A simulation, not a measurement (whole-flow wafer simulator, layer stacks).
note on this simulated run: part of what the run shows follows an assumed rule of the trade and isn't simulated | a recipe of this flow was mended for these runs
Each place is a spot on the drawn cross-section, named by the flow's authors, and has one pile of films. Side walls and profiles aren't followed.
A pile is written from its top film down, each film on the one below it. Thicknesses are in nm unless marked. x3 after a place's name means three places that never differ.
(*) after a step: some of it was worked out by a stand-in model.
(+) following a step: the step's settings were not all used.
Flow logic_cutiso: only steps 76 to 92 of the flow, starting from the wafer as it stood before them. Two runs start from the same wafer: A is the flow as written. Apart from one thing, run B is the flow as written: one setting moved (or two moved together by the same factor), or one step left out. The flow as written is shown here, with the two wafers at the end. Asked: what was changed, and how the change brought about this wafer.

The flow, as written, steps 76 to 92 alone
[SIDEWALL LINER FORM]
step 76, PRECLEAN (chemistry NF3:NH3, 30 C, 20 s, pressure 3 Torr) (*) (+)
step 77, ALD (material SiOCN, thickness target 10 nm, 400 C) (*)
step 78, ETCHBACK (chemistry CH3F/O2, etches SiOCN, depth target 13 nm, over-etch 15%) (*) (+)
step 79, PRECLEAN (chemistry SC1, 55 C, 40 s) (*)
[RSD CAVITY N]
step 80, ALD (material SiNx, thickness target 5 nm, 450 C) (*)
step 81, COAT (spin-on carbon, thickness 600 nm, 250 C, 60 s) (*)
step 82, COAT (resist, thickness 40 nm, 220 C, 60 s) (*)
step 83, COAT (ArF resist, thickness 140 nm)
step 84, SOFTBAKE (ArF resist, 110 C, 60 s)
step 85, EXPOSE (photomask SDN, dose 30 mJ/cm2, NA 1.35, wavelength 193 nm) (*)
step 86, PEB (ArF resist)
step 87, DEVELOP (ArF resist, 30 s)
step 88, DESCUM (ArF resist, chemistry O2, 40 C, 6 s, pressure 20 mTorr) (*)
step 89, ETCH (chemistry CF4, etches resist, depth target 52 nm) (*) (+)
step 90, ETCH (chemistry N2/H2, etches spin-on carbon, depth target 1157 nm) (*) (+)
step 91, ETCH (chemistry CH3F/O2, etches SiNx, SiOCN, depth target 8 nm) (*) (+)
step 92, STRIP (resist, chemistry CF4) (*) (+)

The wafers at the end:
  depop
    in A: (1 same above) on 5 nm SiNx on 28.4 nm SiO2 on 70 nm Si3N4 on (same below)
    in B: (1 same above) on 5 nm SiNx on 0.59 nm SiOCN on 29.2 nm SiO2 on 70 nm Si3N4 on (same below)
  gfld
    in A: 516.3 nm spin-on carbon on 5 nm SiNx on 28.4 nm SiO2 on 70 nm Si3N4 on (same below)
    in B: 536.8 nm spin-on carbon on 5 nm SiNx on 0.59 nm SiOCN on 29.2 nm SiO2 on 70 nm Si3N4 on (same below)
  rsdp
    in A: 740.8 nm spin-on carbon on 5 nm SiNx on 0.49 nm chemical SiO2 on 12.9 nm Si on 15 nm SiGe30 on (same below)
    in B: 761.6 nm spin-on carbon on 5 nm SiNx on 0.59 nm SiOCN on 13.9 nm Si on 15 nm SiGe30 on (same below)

The reason: step 77, ALD: thickness target 13.6 nm was run, whereas the flow has thickness target 10 nm.

Step by step, how the change led to this:
  step 77, ALD (material SiOCN, thickness target 10 nm, 400 C) (*)
      depop, dpovl x3, gfld and 13 more: A +10 SiOCN (new film) | B +13.6 SiOCN (new film)
  step 78, ETCHBACK (chemistry CH3F/O2, etches SiOCN, depth target 13 nm, over-etch 15%) (*) (+)
      depop, dpovl x3, gfld and 8 more: A -10 SiOCN (all of it), -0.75 SiO2 | B -13 SiOCN
      rsdn, rsdp, rsdw, rsdx: A -10 SiOCN (all of it), -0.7 Si | B -13 SiOCN
      (as well as at 1 more place)
  step 81, COAT (spin-on carbon, thickness 600 nm, 250 C, 60 s) (*)
      gfld, gxf, gxn, gxp: A +516.3 spin-on carbon (new film) | B +536.8 spin-on carbon (new film)
      gl, glp, tap: A +516.4 spin-on carbon (new film) | B +536.8 spin-on carbon (new film)
      (as well as at 10 more places)
  step 90, ETCH (chemistry N2/H2, etches spin-on carbon, depth target 1157 nm) (*) (+)
      depop, dpovl x3, gfld and 10 more: A -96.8 ArF resist (all of it), -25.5 resist | B -96.8 ArF resist (all of it), -26.5 resist
      gl, tap: A -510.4 spin-on carbon (all of it), -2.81 SiNx | B -530.8 spin-on carbon (all of it), -2.89 SiNx
      (as well as at 5 more places)
  step 91, ETCH (chemistry CH3F/O2, etches SiNx, SiOCN, depth target 8 nm) (*) (+)
      gl, gxn, tap: A -2.19 SiNx (all of it), -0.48 SiO2 | B -2.11 SiNx (all of it), -0.59 SiOCN (all of it), -0.44 SiO2
      rsdn, rsdx: A -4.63 SiNx (all of it), -0.49 chemical SiO2 (all of it) | B -4.56 SiNx (all of it), -0.59 SiOCN (all of it), -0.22 Si
  step 92, STRIP (resist, chemistry CF4) (*) (+)
      depop, dpovl x3, glp, lnrp, ns, plug, rsdp, rsdw: A -12.9 resist (all of it) | B -11.9 resist (all of it)
      gfld, gxf, gxp, iso, lnri: A -13 resist (all of it) | B -12 resist (all of it)
      (as well as at 7 more places)
